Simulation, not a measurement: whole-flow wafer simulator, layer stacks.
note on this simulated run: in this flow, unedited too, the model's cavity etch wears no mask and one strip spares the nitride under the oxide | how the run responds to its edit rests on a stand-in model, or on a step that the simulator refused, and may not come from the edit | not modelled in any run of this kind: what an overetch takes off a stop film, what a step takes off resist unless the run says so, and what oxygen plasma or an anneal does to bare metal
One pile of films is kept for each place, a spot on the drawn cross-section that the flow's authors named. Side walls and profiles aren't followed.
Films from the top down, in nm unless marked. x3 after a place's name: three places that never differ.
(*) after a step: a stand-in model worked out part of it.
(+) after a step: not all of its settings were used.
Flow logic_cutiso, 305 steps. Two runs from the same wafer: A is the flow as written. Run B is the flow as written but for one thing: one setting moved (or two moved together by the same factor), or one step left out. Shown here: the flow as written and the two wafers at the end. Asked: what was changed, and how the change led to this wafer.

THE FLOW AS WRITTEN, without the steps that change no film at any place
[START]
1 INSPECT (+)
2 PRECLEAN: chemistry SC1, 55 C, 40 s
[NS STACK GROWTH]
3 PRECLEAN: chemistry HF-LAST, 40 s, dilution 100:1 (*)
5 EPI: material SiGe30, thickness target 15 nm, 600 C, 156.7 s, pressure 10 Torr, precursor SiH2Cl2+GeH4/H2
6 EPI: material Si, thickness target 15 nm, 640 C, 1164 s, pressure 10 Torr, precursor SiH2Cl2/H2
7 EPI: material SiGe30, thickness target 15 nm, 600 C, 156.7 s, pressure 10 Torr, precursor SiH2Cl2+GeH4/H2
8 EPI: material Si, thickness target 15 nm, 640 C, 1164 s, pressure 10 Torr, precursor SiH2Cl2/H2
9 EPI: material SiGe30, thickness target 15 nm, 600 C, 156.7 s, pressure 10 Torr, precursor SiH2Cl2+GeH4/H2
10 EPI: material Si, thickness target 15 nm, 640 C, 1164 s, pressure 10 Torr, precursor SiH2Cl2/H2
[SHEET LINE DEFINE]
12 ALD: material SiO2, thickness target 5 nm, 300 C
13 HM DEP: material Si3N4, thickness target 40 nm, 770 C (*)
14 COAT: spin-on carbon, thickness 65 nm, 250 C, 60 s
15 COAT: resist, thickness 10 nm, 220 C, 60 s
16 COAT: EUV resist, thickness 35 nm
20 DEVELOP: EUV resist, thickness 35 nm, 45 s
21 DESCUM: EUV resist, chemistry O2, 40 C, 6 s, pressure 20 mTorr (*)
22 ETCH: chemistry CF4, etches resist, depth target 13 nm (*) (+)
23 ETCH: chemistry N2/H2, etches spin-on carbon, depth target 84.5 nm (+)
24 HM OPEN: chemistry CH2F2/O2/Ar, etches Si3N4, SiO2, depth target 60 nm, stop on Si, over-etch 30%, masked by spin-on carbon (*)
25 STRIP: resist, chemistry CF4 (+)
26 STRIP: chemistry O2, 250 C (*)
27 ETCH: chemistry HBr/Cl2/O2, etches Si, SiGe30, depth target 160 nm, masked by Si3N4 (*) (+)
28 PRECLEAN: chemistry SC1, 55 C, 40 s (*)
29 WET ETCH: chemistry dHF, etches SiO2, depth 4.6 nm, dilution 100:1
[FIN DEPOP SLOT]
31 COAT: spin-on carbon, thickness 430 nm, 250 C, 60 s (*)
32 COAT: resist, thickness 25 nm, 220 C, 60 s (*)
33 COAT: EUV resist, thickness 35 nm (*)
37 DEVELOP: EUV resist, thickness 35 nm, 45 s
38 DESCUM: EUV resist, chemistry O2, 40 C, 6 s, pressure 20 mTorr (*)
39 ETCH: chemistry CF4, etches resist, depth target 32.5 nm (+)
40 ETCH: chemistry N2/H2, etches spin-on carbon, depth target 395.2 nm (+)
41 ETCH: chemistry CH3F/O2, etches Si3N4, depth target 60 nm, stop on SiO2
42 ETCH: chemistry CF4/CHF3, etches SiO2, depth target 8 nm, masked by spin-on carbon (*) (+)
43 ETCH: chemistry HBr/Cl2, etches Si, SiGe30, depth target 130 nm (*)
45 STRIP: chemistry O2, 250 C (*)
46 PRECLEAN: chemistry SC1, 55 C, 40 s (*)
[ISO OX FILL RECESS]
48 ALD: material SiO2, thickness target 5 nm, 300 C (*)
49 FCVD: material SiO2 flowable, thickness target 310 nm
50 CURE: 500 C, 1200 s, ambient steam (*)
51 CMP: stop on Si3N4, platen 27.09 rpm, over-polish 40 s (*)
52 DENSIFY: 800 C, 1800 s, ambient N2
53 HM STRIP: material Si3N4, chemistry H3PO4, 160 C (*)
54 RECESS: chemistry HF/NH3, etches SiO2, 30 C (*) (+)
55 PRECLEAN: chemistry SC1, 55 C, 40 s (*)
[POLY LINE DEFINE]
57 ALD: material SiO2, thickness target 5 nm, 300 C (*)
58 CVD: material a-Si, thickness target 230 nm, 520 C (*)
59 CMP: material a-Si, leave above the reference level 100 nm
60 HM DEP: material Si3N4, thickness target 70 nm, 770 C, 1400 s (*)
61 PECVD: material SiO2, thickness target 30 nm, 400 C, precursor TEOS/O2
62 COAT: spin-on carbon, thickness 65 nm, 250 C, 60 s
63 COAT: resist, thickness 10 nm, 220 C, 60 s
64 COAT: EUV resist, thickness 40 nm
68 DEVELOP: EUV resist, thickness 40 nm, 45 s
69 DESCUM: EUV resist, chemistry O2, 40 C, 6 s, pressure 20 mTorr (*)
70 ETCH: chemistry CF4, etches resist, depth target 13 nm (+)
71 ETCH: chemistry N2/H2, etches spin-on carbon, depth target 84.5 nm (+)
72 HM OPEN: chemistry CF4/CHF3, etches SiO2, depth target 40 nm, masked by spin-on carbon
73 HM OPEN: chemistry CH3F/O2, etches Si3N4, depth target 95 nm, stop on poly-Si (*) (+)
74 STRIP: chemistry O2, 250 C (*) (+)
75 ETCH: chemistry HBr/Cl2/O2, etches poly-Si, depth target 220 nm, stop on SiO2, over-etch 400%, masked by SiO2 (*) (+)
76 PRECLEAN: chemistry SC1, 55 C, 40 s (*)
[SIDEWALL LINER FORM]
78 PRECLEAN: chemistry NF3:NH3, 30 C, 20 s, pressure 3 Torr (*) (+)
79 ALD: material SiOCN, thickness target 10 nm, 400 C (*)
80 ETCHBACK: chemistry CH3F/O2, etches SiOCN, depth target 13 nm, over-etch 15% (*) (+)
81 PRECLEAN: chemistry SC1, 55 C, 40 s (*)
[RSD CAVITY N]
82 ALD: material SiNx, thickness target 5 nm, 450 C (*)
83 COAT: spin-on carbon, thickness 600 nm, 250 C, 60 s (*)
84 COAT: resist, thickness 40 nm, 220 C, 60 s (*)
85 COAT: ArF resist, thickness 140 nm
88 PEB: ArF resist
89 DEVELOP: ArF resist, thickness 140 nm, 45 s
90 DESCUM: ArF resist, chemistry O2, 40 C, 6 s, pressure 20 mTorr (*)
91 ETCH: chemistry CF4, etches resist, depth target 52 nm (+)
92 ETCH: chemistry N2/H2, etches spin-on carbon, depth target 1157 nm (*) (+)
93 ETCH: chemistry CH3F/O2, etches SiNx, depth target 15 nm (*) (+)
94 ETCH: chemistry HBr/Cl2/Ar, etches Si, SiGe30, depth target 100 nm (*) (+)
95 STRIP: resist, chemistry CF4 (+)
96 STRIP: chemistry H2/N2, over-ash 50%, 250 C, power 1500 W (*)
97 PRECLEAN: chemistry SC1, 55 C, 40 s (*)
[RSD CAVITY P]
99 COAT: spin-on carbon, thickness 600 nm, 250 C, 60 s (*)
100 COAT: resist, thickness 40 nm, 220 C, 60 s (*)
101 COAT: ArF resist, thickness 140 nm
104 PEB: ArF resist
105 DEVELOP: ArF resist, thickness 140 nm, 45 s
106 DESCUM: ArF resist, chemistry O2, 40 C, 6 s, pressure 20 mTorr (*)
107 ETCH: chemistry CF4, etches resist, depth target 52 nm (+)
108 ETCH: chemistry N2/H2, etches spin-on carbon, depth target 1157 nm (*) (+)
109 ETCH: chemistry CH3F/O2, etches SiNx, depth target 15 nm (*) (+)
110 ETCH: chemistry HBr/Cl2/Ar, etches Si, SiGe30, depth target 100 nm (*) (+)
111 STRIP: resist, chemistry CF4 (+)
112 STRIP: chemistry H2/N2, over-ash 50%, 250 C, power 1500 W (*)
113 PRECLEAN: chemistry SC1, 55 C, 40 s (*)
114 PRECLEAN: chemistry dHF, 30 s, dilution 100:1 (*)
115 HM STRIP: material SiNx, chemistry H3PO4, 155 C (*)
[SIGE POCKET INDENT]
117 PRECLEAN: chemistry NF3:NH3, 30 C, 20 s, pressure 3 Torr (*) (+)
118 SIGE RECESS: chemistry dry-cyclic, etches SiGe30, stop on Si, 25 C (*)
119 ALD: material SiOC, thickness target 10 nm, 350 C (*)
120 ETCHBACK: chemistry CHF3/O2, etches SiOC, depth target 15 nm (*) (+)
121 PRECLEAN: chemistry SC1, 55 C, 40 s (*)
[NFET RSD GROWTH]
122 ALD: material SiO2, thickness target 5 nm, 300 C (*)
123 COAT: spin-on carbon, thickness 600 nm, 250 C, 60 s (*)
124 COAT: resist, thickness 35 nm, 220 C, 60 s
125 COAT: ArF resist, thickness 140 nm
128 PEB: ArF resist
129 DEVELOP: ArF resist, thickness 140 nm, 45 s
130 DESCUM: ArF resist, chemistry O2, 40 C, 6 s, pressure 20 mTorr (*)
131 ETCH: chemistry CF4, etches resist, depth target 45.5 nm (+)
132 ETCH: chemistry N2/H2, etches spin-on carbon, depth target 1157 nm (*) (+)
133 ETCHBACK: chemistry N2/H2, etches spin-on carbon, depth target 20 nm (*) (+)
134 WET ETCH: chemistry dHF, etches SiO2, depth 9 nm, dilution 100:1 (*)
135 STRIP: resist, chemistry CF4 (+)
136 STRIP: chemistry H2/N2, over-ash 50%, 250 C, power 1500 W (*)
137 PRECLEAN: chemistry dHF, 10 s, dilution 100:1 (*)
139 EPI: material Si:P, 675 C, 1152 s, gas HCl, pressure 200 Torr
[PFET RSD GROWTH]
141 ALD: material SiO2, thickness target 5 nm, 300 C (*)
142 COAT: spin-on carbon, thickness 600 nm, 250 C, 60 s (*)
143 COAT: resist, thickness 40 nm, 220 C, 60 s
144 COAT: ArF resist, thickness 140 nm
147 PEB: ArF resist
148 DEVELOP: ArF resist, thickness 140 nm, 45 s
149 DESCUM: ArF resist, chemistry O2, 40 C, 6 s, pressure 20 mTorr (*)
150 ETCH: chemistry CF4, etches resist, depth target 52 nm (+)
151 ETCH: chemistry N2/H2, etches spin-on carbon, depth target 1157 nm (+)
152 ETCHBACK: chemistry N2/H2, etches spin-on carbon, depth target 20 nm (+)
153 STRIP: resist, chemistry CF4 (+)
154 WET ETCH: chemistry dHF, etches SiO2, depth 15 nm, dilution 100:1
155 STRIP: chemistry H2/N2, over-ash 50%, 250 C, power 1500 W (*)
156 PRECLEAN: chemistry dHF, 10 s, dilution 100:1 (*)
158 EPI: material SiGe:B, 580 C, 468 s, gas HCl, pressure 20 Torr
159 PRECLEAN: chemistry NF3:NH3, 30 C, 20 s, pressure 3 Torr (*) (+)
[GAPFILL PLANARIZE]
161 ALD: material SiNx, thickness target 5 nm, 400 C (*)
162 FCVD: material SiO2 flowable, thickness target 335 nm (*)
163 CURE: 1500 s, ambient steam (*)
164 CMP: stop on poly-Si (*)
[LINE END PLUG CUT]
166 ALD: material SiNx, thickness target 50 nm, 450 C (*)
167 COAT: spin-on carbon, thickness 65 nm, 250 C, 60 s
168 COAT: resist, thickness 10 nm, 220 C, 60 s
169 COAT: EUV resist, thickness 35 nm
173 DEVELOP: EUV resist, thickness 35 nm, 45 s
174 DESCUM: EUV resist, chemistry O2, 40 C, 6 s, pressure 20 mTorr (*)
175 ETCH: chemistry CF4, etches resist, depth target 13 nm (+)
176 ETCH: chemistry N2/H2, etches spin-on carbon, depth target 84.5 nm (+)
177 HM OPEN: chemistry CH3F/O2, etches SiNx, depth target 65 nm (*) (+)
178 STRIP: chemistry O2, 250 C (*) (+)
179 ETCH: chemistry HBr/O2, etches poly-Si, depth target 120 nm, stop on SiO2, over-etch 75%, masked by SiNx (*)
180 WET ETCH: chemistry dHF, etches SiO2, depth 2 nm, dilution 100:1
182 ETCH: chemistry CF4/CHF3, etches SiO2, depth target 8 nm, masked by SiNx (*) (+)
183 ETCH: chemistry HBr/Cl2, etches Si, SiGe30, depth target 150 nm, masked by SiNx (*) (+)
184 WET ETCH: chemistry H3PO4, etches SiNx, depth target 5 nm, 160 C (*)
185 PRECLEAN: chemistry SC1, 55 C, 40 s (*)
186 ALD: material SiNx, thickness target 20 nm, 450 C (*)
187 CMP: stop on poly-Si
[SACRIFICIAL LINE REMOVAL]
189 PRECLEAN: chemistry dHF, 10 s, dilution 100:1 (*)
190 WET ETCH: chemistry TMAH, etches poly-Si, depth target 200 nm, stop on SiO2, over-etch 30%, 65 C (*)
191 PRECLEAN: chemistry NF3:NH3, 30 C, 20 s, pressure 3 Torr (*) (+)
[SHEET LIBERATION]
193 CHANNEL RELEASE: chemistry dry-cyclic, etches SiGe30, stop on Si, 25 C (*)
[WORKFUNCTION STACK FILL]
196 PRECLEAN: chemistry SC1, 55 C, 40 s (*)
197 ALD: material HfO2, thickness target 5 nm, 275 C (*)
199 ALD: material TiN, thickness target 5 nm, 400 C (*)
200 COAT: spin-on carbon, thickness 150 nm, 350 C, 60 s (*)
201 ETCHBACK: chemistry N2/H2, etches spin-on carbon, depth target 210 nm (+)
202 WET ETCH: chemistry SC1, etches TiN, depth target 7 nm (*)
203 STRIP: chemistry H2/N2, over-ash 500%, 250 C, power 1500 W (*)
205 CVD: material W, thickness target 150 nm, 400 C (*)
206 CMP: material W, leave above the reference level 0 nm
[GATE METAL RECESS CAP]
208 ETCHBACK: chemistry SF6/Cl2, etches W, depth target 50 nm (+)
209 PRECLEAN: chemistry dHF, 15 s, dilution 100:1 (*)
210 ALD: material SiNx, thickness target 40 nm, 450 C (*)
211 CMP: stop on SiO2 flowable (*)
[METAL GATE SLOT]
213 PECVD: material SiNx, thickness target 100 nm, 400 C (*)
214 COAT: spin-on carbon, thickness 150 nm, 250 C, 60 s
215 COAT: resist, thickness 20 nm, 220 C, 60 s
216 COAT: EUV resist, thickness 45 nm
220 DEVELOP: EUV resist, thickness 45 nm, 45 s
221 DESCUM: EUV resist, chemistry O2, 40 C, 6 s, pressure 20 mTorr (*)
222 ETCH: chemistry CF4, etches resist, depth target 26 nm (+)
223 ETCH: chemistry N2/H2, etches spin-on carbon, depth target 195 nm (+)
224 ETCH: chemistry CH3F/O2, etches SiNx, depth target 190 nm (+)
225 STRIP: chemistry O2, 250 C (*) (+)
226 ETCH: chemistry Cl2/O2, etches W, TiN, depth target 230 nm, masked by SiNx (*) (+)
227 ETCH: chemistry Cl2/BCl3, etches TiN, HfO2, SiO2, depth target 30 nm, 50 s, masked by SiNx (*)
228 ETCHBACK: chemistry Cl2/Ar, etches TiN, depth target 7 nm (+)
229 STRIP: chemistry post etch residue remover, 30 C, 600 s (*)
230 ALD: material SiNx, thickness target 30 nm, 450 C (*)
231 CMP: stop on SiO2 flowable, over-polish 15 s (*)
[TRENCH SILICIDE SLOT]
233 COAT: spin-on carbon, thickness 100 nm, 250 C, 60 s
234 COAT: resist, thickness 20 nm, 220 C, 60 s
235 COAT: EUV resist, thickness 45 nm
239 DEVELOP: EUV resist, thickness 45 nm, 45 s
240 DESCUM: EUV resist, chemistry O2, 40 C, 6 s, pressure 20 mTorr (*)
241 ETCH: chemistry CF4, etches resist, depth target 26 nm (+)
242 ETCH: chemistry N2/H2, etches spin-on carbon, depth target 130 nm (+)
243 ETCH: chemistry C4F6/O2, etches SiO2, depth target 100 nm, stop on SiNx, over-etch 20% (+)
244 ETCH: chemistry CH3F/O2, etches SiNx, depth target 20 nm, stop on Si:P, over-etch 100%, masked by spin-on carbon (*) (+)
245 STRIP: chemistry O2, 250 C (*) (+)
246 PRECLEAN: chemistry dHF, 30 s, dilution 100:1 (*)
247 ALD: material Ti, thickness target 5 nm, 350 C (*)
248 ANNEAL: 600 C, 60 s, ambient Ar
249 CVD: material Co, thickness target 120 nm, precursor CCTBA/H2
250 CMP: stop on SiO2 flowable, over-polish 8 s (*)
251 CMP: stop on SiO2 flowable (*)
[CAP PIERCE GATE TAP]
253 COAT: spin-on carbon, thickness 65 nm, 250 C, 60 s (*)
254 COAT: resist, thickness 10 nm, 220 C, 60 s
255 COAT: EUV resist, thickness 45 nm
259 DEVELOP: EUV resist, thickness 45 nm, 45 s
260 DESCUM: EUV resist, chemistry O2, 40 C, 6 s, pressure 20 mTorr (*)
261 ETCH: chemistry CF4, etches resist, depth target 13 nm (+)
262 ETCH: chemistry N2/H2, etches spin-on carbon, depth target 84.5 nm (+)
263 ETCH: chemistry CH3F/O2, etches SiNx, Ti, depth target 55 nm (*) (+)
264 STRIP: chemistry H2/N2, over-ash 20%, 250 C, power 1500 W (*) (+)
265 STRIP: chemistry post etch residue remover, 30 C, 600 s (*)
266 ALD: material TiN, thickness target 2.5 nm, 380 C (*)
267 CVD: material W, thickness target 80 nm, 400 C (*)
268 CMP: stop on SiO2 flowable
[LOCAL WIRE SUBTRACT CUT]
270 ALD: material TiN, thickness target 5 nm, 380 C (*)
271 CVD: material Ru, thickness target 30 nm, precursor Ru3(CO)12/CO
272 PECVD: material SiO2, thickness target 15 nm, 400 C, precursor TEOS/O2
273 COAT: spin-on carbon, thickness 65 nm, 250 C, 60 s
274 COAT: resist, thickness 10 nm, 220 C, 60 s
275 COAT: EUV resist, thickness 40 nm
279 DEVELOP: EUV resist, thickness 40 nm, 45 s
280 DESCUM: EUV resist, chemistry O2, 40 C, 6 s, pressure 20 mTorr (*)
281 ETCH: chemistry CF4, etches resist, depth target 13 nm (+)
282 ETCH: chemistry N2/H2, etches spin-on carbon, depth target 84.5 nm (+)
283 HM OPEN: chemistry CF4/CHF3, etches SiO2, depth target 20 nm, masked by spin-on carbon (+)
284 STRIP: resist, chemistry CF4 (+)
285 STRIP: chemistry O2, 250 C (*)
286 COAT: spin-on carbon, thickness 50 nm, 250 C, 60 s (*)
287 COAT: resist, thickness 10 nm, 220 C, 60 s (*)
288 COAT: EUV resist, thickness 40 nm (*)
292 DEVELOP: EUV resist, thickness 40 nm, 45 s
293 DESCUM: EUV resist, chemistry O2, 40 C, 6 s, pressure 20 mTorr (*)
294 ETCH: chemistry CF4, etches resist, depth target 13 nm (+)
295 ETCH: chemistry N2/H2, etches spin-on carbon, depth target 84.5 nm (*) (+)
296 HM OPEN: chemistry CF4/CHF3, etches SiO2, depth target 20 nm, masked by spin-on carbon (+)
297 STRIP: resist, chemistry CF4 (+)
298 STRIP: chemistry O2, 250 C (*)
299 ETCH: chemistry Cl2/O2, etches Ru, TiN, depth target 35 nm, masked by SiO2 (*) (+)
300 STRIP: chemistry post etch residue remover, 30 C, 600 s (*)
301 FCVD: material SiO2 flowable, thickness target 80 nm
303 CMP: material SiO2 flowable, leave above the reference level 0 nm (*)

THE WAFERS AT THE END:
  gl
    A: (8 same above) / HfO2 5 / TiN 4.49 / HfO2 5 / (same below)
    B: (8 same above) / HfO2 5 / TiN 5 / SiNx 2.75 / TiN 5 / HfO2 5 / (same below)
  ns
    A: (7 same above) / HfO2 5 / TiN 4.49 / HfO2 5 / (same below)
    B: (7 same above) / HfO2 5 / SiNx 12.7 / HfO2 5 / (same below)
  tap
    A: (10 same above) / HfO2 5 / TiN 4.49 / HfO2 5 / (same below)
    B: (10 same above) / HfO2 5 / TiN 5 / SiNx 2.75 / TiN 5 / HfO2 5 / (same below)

The cause: step 9, EPI: 242.9 s was run, where the flow has 156.7 s.

How the change led to this, step by step:
  9 EPI: material SiGe30, thickness target 15 nm, 600 C, 156.7 s, pressure 10 Torr, precursor SiH2Cl2+GeH4/H2
      depop, dpovl, gfld and 19 more: A SiGe30 +15 (new film) | B SiGe30 +23.3 (new film)
  27 ETCH: chemistry HBr/Cl2/O2, etches Si, SiGe30, depth target 160 nm, masked by Si3N4 (*) (+)
      gfld, gxf, iso, lnri: A chemical SiO2 -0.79 (all of it), Si -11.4 (all of it), SiGe30 -15 (all of it), Si -15 (all of it), SiGe30 -15 (all of it), Si -15 (all of it), SiGe30 -15 (all of it), Si -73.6 | B chemical SiO2 -0.79 (all of it), Si -11.4 (all of it), SiGe30 -23.3 (all of it), Si -15 (all of it), SiGe30 -15 (all of it), Si -15 (all of it), SiGe30 -15 (all of it), Si -65.4
      dpovl, nsgap: A chemical SiO2 -0.79 (all of it), Si -11.8 (all of it), SiGe30 -15 (all of it), Si -15 (all of it), SiGe30 -15 (all of it), Si -15 (all of it), SiGe30 -15 (all of it), Si -73.2 | B chemical SiO2 -0.79 (all of it), Si -11.8 (all of it), SiGe30 -23.3 (all of it), Si -15 (all of it), SiGe30 -15 (all of it), Si -15 (all of it), SiGe30 -15 (all of it), Si -65
      (and at 1 more place)
  43 ETCH: chemistry HBr/Cl2, etches Si, SiGe30, depth target 130 nm (*)
      depop: A Si -14 (all of it), SiGe30 -15 (all of it), Si -15 (all of it), SiGe30 -15 (all of it), Si -15 (all of it), SiGe30 -15 (all of it), Si -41 | B Si -14 (all of it), SiGe30 -23.3 (all of it), Si -15 (all of it), SiGe30 -15 (all of it), Si -15 (all of it), SiGe30 -15 (all of it), Si -32.7
  94 ETCH: chemistry HBr/Cl2/Ar, etches Si, SiGe30, depth target 100 nm (*) (+)
      rsdn, rsdx: A chemical SiO2 -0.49 (all of it), Si -12.8 (all of it), SiGe30 -15 (all of it), Si -15 (all of it), SiGe30 -15 (all of it), Si -15 (all of it), SiGe30 -15 (all of it), Si -12.2 | B chemical SiO2 -0.49 (all of it), Si -12.8 (all of it), SiGe30 -23.3 (all of it), Si -15 (all of it), SiGe30 -15 (all of it), Si -15 (all of it), SiGe30 -15 (all of it), Si -3.91
  110 ETCH: chemistry HBr/Cl2/Ar, etches Si, SiGe30, depth target 100 nm (*) (+)
      rsdp, rsdw: A chemical SiO2 -0.49 (all of it), Si -12.8 (all of it), SiGe30 -15 (all of it), Si -15 (all of it), SiGe30 -15 (all of it), Si -15 (all of it), SiGe30 -15 (all of it), Si -12.2 | B chemical SiO2 -0.49 (all of it), Si -12.8 (all of it), SiGe30 -23.3 (all of it), Si -15 (all of it), SiGe30 -15 (all of it), Si -15 (all of it), SiGe30 -15 (all of it), Si -3.91
  118 SIGE RECESS: chemistry dry-cyclic, etches SiGe30, stop on Si, 25 C (*)
      lnr, lnrp, lnrt: A SiOCN -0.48, Si -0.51, cavity +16 (new film), SiGe30 -15 (all of it), Si -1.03, cavity +16 (new film), SiGe30 -15 (all of it), Si -1.03, cavity +16 (new film), SiGe30 -15 (all of it), Si -0.51 | B SiOCN -0.48, Si -0.51, cavity +24.3 (new film), SiGe30 -23.3 (all of it), Si -1.03, cavity +16 (new film), SiGe30 -15 (all of it), Si -1.03, cavity +16 (new film), SiGe30 -15 (all of it), Si -0.51
  119 ALD: material SiOC, thickness target 10 nm, 350 C (*)
      lnr, lnrp, lnrt: A SiOC +10 (new film), SiOC +16 (new film), cavity -16 (all of it), SiOC +16 (new film), cavity -16 (all of it), SiOC +16 (new film), cavity -16 (all of it) | B SiOC +10 (new film), SiOC +24.3 (new film), cavity -24.3 (all of it), SiOC +16 (new film), cavity -16 (all of it), SiOC +16 (new film), cavity -16 (all of it)
  183 ETCH: chemistry HBr/Cl2, etches Si, SiGe30, depth target 150 nm, masked by SiNx (*) (+)
      plug: A Si -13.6 (all of it), SiGe30 -15 (all of it), Si -15 (all of it), SiGe30 -15 (all of it), Si -15 (all of it), SiGe30 -15 (all of it), Si -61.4 | B Si -13.6 (all of it), SiGe30 -23.3 (all of it), Si -15 (all of it), SiGe30 -15 (all of it), Si -15 (all of it), SiGe30 -15 (all of it), Si -53.2
  193 CHANNEL RELEASE: chemistry dry-cyclic, etches SiGe30, stop on Si, 25 C (*)
      gl, glp, gxn, gxp, ns, tap: A chemical SiO2 +0.8 (new film), Si -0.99, chemical SiO2 +0.8 (new film), cavity +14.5 (new film), chemical SiO2 +0.8 (new film), SiGe30 -15 (all of it), Si -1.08, chemical SiO2 +0.8 (new film), cavity +14.5 (new film), chemical SiO2 +0.8 (new film), SiGe30 -15 (all of it), Si -1.08, chemical SiO2 +0.8 (new film), cavity +14.5 (new film), chemical SiO2 +0.8 (new film), SiGe30 -15 (all of it), Si -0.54 | B chemical SiO2 +0.8 (new film), Si -0.99, chemical SiO2 +0.8 (new film), cavity +22.7 (new film), chemical SiO2 +0.8 (new film), SiGe30 -23.3 (all of it), Si -1.08, chemical SiO2 +0.8 (new film), cavity +14.5 (new film), chemical SiO2 +0.8 (new film), SiGe30 -15 (all of it), Si -1.08, chemical SiO2 +0.8 (new film), cavity +14.5 (new film), chemical SiO2 +0.8 (new film), SiGe30 -15 (all of it), Si -0.54
  199 ALD: material TiN, thickness target 5 nm, 400 C (*)
      gl, glp, tap: A TiN +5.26 (new film), TiN +4.49 (new film), cavity -4.49 (all of it), TiN +4.49 (new film), cavity -4.49 (all of it), TiN +4.49 (new film), cavity -4.49 (all of it) | B TiN +5.26 (new film), TiN +5 (new film), cavity -10, TiN +5 (new film), TiN +4.49 (new film), cavity -4.49 (all of it), TiN +4.49 (new film), cavity -4.49 (all of it)
      gxn, gxp, ns: A TiN +5 (new film), TiN +4.49 (new film), cavity -4.49 (all of it), TiN +4.49 (new film), cavity -4.49 (all of it), TiN +4.49 (new film), cavity -4.49 (all of it) | B TiN +5 (new film), TiN +5 (new film), cavity -10, TiN +5 (new film), TiN +4.49 (new film), cavity -4.49 (all of it), TiN +4.49 (new film), cavity -4.49 (all of it)
  202 WET ETCH: chemistry SC1, etches TiN, depth target 7 nm (*)
      ns: A TiN -5 (all of it) | B TiN -5 (all of it), TiN -5 (all of it), cavity +10, TiN -5 (all of it)
  210 ALD: material SiNx, thickness target 40 nm, 450 C (*)
      gl, glp, gxn, gxp, tap: A SiNx +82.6 (new film) | B SiNx +82.6 (new film), SiNx +2.75 (new film), cavity -2.75 (all of it)
      ns: A SiNx +40 (new film) | B SiNx +40 (new film), SiNx +12.7 (new film), cavity -12.7 (all of it)
Counting metal films that touch as one body, gl has 5 bodies (between them, from the top down: HfO2 5 / chemical SiO2 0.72 / Si 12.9 / chemical SiO2 0.8 / HfO2 5; SiNx 2.75; HfO2 5 / chemical SiO2 0.8 / Si 13.9 / chemical SiO2 0.8 / HfO2 5; HfO2 5 / chemical SiO2 0.8 / Si 13.9 / chemical SiO2 0.8 / HfO2 5); the flow as written gives 4 bodies (between them, from the top down: HfO2 5 / chemical SiO2 0.72 / Si 12.9 / chemical SiO2 0.8 / HfO2 5; HfO2 5 / chemical SiO2 0.8 / Si 13.9 / chemical SiO2 0.8 / HfO2 5; HfO2 5 / chemical SiO2 0.8 / Si 13.9 / chemical SiO2 0.8 / HfO2 5).
Counting metal films that touch as one body, ns has 3 bodies (between them, from the top down: HfO2 5 / chemical SiO2 0.72 / Si 12.9 / chemical SiO2 0.8 / HfO2 5 / SiNx 12.7 / HfO2 5 / chemical SiO2 0.8 / Si 13.9 / chemical SiO2 0.8 / HfO2 5; HfO2 5 / chemical SiO2 0.8 / Si 13.9 / chemical SiO2 0.8 / HfO2 5); the flow as written gives 4 bodies (between them, from the top down: HfO2 5 / chemical SiO2 0.72 / Si 12.9 / chemical SiO2 0.8 / HfO2 5; HfO2 5 / chemical SiO2 0.8 / Si 13.9 / chemical SiO2 0.8 / HfO2 5; HfO2 5 / chemical SiO2 0.8 / Si 13.9 / chemical SiO2 0.8 / HfO2 5).
Counting metal films that touch as one body, tap has 5 bodies (between them, from the top down: HfO2 5 / chemical SiO2 0.72 / Si 12.9 / chemical SiO2 0.8 / HfO2 5; SiNx 2.75; HfO2 5 / chemical SiO2 0.8 / Si 13.9 / chemical SiO2 0.8 / HfO2 5; HfO2 5 / chemical SiO2 0.8 / Si 13.9 / chemical SiO2 0.8 / HfO2 5); the flow as written gives 4 bodies (between them, from the top down: HfO2 5 / chemical SiO2 0.72 / Si 12.9 / chemical SiO2 0.8 / HfO2 5; HfO2 5 / chemical SiO2 0.8 / Si 13.9 / chemical SiO2 0.8 / HfO2 5; HfO2 5 / chemical SiO2 0.8 / Si 13.9 / chemical SiO2 0.8 / HfO2 5).
